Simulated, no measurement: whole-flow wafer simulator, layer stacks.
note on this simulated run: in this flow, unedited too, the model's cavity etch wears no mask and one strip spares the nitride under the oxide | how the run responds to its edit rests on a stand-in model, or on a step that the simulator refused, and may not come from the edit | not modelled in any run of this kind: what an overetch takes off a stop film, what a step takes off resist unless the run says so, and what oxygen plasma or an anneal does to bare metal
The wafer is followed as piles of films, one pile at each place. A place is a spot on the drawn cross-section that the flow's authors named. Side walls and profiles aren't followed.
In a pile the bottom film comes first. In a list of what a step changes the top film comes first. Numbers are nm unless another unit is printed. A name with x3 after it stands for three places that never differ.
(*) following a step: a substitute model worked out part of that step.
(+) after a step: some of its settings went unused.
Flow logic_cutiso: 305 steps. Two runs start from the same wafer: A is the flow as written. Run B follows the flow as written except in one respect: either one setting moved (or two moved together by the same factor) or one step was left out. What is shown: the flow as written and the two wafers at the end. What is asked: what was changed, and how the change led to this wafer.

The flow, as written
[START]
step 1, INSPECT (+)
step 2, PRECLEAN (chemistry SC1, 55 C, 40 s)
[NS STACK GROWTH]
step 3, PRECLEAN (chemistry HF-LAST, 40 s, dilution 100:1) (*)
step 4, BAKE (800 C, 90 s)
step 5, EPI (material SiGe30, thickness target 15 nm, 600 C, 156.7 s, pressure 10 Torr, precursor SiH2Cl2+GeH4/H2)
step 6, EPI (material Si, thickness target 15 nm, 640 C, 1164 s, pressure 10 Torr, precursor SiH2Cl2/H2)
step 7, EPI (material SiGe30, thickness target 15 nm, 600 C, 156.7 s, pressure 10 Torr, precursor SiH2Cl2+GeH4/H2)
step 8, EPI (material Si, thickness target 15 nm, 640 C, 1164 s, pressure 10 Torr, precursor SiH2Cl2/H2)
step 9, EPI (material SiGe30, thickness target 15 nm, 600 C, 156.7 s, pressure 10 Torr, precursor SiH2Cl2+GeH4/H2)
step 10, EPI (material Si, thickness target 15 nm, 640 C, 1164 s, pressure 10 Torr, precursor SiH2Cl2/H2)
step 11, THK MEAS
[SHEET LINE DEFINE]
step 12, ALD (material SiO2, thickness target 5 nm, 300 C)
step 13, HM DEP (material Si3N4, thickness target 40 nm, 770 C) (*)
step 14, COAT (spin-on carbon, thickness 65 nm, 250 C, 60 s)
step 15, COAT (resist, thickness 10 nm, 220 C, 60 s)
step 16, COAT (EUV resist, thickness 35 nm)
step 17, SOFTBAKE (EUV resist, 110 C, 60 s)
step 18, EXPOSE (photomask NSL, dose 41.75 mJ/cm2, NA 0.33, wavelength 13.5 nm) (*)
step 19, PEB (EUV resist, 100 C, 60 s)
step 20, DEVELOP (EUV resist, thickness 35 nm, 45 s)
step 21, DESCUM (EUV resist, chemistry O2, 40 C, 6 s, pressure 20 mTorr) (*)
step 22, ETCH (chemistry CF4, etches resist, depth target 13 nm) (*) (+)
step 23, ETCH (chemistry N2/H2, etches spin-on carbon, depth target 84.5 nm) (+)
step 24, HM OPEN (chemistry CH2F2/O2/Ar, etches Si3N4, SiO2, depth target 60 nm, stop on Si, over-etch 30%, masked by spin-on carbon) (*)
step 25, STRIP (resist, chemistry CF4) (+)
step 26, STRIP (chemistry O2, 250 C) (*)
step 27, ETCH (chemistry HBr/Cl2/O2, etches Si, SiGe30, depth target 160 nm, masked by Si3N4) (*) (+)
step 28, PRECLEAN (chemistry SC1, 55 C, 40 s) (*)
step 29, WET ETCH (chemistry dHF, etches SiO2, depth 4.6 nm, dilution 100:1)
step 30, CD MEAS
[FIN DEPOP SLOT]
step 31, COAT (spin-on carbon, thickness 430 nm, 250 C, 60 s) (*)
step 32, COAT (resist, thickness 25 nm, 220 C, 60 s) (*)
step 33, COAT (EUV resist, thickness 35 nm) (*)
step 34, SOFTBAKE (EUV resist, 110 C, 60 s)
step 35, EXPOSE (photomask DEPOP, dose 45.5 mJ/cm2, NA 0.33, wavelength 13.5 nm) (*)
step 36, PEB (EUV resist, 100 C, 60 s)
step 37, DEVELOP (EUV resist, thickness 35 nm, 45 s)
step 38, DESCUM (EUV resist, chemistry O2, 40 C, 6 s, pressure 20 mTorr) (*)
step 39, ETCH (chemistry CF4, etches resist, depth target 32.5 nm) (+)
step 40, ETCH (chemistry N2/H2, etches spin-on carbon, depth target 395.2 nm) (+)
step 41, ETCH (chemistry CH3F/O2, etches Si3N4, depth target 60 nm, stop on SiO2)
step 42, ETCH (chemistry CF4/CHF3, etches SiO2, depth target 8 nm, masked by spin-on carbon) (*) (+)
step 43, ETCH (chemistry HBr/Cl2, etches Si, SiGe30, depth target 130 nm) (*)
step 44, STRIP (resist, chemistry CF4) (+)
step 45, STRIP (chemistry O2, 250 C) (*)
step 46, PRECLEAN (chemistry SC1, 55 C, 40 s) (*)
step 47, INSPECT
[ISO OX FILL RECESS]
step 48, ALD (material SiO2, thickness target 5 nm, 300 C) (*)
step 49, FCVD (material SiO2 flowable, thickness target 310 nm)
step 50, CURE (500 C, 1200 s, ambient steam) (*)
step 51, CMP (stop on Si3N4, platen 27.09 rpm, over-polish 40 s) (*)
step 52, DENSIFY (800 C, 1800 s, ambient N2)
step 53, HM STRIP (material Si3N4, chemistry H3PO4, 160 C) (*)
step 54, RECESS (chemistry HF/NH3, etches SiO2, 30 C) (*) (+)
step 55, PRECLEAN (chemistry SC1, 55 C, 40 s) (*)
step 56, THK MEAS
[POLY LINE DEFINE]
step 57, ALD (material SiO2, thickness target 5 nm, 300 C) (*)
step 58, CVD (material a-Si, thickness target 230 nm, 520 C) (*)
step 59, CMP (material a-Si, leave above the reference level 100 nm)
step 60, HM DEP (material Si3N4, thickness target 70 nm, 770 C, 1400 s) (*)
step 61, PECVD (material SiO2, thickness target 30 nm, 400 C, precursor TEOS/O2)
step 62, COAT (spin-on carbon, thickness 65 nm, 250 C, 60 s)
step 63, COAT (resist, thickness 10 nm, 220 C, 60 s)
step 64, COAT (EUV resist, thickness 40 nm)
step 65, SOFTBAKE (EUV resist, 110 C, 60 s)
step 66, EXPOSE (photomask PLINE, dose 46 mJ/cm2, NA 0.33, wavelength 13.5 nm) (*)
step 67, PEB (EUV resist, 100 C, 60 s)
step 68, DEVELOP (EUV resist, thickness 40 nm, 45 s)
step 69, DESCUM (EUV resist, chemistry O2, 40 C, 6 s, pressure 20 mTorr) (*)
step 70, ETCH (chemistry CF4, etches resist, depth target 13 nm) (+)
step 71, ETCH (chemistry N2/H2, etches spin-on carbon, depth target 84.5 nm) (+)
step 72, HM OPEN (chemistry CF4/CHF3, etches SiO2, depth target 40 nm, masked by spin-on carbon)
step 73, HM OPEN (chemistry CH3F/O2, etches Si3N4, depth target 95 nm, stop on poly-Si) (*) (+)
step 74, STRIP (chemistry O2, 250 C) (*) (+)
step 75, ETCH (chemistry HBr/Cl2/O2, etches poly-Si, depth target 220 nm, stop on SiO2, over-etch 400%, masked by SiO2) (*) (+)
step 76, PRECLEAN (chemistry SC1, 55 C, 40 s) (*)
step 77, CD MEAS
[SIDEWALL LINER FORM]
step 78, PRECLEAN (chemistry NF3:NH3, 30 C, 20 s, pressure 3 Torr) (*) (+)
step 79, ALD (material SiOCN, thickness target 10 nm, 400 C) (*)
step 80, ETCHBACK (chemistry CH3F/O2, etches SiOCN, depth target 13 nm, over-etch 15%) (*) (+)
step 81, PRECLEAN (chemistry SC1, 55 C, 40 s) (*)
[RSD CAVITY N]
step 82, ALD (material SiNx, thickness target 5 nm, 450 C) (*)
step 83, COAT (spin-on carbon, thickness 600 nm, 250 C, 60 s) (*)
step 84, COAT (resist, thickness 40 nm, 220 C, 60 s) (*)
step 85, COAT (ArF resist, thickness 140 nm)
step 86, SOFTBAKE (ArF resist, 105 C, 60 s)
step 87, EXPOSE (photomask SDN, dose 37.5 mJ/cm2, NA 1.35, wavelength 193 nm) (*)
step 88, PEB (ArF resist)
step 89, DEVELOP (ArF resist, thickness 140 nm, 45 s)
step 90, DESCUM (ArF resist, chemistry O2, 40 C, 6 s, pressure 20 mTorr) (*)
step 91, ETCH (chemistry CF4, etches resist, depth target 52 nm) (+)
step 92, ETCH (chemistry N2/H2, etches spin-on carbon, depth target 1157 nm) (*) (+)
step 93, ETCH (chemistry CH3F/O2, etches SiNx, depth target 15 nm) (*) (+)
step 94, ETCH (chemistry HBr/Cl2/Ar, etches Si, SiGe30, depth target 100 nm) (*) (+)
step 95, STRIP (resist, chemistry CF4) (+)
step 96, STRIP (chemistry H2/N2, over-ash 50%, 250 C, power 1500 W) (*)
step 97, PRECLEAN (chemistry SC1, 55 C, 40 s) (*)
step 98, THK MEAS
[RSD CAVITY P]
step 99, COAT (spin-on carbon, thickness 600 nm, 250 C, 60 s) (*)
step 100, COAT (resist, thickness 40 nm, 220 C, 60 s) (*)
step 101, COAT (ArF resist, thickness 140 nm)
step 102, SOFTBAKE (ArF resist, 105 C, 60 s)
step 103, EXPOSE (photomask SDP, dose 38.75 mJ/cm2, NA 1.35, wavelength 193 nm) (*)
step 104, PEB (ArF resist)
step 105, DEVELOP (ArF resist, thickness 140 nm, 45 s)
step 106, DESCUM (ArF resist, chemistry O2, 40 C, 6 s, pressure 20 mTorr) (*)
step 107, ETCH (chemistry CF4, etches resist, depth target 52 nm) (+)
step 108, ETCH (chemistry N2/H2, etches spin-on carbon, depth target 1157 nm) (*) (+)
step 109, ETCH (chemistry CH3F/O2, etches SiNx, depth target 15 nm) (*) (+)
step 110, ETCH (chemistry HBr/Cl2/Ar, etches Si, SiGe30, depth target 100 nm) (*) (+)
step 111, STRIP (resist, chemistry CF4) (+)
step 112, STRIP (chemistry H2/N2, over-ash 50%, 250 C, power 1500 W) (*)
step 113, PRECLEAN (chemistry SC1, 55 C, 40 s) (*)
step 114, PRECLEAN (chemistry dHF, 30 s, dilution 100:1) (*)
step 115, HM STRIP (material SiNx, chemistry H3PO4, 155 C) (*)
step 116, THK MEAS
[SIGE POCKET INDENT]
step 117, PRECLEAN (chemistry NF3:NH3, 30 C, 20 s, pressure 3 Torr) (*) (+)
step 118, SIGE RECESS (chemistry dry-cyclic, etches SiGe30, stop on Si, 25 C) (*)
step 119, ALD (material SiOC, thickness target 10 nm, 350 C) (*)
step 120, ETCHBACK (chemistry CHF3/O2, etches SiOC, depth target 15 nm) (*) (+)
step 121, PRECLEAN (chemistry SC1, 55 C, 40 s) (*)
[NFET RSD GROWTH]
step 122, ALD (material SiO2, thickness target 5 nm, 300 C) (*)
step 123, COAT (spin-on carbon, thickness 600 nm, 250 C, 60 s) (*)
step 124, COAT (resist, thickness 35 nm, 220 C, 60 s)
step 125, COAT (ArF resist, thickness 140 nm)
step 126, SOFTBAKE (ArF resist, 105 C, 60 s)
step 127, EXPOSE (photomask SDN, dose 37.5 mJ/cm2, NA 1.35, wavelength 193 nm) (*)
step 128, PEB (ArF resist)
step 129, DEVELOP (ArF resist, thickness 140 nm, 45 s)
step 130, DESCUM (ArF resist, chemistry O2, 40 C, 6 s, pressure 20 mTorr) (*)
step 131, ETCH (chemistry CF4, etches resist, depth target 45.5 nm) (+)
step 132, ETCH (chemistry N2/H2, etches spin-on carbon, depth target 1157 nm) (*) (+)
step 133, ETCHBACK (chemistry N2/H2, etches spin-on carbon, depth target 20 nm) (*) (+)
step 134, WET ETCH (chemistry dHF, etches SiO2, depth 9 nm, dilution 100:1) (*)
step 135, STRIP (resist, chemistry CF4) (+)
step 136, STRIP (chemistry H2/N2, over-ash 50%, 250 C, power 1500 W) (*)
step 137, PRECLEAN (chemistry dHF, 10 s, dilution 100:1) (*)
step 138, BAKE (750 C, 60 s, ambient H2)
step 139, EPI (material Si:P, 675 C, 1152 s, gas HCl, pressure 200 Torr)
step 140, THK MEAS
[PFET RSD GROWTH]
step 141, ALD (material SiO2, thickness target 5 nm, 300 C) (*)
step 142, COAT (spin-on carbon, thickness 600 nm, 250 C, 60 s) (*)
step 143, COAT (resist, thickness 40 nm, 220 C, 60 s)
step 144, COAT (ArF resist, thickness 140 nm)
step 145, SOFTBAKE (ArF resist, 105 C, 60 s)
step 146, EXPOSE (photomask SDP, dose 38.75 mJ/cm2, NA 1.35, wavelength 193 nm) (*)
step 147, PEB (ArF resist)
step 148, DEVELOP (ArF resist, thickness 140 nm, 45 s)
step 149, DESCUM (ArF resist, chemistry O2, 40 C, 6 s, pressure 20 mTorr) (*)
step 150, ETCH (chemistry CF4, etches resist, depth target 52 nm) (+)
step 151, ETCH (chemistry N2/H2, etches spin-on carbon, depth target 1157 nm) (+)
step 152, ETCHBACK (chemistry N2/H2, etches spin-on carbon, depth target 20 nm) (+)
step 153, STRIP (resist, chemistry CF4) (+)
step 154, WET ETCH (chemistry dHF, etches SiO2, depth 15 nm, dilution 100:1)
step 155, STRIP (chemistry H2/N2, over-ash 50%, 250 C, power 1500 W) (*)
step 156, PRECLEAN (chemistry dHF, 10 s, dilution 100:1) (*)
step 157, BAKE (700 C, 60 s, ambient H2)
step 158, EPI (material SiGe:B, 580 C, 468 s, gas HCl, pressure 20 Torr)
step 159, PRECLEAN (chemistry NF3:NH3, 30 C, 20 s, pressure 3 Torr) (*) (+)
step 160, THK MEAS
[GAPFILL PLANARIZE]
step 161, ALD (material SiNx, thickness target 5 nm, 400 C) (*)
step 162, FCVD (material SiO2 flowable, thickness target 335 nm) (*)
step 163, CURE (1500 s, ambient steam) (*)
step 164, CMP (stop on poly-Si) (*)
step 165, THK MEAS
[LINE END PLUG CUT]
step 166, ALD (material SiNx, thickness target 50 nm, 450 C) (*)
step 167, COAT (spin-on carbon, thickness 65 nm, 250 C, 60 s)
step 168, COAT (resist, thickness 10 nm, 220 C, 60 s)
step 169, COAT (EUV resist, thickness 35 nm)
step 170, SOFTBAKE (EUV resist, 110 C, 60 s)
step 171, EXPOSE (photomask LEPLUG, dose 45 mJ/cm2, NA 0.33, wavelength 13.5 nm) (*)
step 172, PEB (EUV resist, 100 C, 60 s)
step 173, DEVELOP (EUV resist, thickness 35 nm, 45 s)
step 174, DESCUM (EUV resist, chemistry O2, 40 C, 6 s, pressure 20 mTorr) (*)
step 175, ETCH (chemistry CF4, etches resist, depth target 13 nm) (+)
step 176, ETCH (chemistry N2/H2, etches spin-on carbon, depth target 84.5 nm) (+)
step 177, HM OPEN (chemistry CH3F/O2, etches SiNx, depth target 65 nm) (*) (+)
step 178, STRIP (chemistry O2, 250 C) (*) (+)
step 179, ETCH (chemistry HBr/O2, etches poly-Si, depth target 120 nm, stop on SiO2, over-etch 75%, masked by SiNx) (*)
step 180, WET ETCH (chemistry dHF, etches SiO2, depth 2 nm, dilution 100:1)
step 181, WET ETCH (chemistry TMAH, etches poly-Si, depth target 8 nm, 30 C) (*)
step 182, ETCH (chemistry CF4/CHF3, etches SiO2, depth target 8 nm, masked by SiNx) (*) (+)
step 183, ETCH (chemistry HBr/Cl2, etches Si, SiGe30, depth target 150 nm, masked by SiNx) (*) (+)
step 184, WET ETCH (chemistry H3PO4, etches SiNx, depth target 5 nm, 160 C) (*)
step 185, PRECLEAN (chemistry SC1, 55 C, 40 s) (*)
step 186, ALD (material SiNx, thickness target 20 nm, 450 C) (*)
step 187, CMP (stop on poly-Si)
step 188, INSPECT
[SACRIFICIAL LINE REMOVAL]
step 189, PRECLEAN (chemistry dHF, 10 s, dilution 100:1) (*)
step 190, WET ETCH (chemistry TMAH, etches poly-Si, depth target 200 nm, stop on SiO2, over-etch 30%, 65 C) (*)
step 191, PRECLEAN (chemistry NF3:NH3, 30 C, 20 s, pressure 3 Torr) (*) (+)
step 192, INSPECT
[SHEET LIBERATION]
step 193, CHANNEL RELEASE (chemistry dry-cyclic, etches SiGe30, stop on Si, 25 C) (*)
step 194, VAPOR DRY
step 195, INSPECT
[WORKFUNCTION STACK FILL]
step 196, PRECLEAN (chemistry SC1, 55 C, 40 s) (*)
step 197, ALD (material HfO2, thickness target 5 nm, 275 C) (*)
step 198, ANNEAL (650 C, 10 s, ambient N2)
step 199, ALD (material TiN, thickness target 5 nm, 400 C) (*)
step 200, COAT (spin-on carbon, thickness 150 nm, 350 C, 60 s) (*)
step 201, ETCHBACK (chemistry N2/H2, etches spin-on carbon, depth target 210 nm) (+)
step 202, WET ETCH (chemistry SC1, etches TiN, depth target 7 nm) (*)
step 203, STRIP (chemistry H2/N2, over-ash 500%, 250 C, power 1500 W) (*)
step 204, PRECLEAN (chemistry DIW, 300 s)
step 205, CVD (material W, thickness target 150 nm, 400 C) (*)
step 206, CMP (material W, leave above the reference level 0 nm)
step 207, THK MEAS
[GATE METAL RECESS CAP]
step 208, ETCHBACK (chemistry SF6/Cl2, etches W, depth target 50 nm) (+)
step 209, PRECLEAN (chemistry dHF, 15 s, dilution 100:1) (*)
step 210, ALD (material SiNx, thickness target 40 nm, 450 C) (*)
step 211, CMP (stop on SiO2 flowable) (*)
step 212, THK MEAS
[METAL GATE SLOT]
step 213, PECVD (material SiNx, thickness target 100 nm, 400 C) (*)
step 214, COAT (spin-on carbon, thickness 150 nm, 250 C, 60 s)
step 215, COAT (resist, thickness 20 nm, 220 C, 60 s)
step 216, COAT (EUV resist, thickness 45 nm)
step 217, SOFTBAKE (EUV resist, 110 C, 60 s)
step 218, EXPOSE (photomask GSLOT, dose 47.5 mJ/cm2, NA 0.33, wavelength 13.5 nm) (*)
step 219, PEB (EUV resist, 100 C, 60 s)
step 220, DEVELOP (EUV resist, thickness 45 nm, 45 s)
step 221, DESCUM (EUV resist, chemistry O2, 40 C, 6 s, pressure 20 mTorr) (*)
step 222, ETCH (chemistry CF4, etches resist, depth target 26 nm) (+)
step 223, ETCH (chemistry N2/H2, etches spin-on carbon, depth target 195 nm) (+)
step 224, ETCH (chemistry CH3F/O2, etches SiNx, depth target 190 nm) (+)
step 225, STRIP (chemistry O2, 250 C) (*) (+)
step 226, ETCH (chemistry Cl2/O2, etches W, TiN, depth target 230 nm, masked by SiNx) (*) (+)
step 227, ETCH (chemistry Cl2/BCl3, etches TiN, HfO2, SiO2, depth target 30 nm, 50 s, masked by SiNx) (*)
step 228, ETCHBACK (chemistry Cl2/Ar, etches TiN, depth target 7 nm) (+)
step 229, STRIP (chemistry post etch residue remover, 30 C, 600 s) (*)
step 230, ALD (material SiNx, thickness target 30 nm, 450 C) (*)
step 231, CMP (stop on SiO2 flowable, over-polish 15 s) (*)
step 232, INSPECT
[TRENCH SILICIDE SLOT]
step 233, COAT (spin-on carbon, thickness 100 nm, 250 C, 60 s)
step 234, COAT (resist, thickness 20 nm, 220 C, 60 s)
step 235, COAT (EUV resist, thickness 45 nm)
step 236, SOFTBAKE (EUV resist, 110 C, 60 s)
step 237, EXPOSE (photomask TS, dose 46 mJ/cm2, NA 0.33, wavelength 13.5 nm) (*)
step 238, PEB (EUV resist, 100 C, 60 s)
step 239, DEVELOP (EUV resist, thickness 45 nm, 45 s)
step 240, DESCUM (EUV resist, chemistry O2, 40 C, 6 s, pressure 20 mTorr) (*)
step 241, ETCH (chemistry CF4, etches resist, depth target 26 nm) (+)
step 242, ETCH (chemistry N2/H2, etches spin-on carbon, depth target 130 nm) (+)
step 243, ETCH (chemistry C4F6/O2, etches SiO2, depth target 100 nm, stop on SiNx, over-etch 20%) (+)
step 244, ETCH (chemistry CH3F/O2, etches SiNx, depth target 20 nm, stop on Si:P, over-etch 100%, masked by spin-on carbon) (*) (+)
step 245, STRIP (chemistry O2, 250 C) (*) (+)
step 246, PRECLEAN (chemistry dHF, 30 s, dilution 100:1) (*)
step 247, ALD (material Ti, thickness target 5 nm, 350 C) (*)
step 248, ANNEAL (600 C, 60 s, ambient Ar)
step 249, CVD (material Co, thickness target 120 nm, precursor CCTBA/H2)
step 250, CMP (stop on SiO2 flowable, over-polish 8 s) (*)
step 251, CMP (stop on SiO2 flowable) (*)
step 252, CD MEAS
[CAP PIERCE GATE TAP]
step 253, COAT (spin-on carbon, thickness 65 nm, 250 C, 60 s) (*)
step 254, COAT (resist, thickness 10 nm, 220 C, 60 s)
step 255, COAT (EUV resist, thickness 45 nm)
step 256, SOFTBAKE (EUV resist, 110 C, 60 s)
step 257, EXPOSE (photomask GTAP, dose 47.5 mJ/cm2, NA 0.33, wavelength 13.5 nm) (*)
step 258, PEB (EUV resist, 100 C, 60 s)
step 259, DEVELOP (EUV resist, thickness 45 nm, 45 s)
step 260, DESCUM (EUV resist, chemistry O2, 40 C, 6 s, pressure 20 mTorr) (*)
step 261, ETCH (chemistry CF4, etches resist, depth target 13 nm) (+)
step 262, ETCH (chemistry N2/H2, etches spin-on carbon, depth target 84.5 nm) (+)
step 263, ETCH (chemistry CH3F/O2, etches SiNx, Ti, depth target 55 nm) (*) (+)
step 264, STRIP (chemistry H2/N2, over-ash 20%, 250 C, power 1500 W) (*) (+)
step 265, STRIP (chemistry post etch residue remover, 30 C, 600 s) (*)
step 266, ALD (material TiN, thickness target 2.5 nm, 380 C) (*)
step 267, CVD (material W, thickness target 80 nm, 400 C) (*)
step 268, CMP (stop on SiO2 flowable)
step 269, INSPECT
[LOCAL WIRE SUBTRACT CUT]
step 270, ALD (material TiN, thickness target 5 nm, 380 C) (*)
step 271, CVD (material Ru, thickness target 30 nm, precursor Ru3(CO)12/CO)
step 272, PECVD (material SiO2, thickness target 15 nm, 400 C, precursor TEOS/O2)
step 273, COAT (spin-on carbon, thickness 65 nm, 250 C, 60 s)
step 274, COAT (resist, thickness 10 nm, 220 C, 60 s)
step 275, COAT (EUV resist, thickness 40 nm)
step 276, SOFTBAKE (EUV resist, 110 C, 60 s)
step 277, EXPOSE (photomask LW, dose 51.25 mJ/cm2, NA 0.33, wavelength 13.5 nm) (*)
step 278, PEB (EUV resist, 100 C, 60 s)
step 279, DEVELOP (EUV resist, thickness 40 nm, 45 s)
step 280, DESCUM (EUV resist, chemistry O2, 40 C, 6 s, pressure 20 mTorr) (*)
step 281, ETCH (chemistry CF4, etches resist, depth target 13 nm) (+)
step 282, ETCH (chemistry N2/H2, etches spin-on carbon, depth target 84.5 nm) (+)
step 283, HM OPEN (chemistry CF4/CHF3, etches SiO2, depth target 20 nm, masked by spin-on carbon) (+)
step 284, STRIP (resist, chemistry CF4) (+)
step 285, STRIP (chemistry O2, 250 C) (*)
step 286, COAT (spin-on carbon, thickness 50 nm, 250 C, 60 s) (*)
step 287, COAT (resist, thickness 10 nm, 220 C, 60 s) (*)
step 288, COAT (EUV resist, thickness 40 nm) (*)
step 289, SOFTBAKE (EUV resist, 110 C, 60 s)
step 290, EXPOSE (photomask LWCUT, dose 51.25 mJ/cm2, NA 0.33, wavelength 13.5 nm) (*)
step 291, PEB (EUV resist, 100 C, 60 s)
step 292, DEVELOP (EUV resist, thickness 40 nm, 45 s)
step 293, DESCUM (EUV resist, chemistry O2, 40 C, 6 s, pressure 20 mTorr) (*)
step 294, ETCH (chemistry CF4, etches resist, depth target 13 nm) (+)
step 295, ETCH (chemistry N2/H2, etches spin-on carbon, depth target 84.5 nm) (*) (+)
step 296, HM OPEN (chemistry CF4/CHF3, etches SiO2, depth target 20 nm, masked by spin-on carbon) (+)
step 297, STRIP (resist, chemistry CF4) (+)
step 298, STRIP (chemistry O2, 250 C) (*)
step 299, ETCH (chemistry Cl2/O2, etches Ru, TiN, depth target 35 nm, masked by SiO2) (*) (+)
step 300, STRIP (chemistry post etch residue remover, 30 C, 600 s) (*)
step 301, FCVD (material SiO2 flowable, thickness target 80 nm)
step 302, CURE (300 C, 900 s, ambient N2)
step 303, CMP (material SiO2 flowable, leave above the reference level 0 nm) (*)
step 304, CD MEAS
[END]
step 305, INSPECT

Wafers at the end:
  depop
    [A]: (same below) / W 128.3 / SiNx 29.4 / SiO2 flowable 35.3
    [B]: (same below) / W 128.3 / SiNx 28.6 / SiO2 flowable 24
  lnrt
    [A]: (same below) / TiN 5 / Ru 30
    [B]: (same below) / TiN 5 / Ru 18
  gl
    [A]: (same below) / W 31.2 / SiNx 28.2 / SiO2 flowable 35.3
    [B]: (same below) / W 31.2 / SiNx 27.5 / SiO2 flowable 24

The reason: step 271, CVD: thickness target 18 nm was run, while the flow as written has thickness target 30 nm.
The wafer itself shows it: lnrt has Ru 18, and step 271 as written asks for 30 nm.

How this came from the change, step by step:
  step 271, CVD (material Ru, thickness target 30 nm, precursor Ru3(CO)12/CO)
      depop, dpovl, gfld and 19 more: A Ru gains 30 (new film) | B Ru gains 18 (new film)
  step 299, ETCH (chemistry Cl2/O2, etches Ru, TiN, depth target 35 nm, masked by SiO2) (*) (+)
      depop, dpovl, gfld and 9 more: A Ru loses 29.6 (all of it), TiN loses 5 (all of it) | B Ru loses 17.6 (all of it), TiN loses 5 (all of it), SiNx loses 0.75
      iso, rsdx: A Ru loses 29.6 (all of it), TiN loses 5 (all of it) | B Ru loses 17.6 (all of it), TiN loses 5 (all of it), SiO2 flowable loses 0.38
      (as well as at 4 more places)
  step 301, FCVD (material SiO2 flowable, thickness target 80 nm)
      gfld, gl, glp, gxf, gxn, gxp, plug: A SiO2 flowable gains 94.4 (new film) | B SiO2 flowable gains 91.4 (new film)
      lnrt, rsdn, rsdp, tap: A SiO2 flowable gains 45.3 (new film) | B SiO2 flowable gains 53.5 (new film)
      (as well as at 6 more places)
  step 303, CMP (material SiO2 flowable, leave above the reference level 0 nm) (*)
      gfld, gl, glp and 10 more: A SiO2 flowable loses 59.2 | B SiO2 flowable loses 67.3
      depop, dpovl, isow, ns, nsgap: A SiO2 flowable loses 44.7 | B SiO2 flowable loses 56
      (as well as at 4 more places)
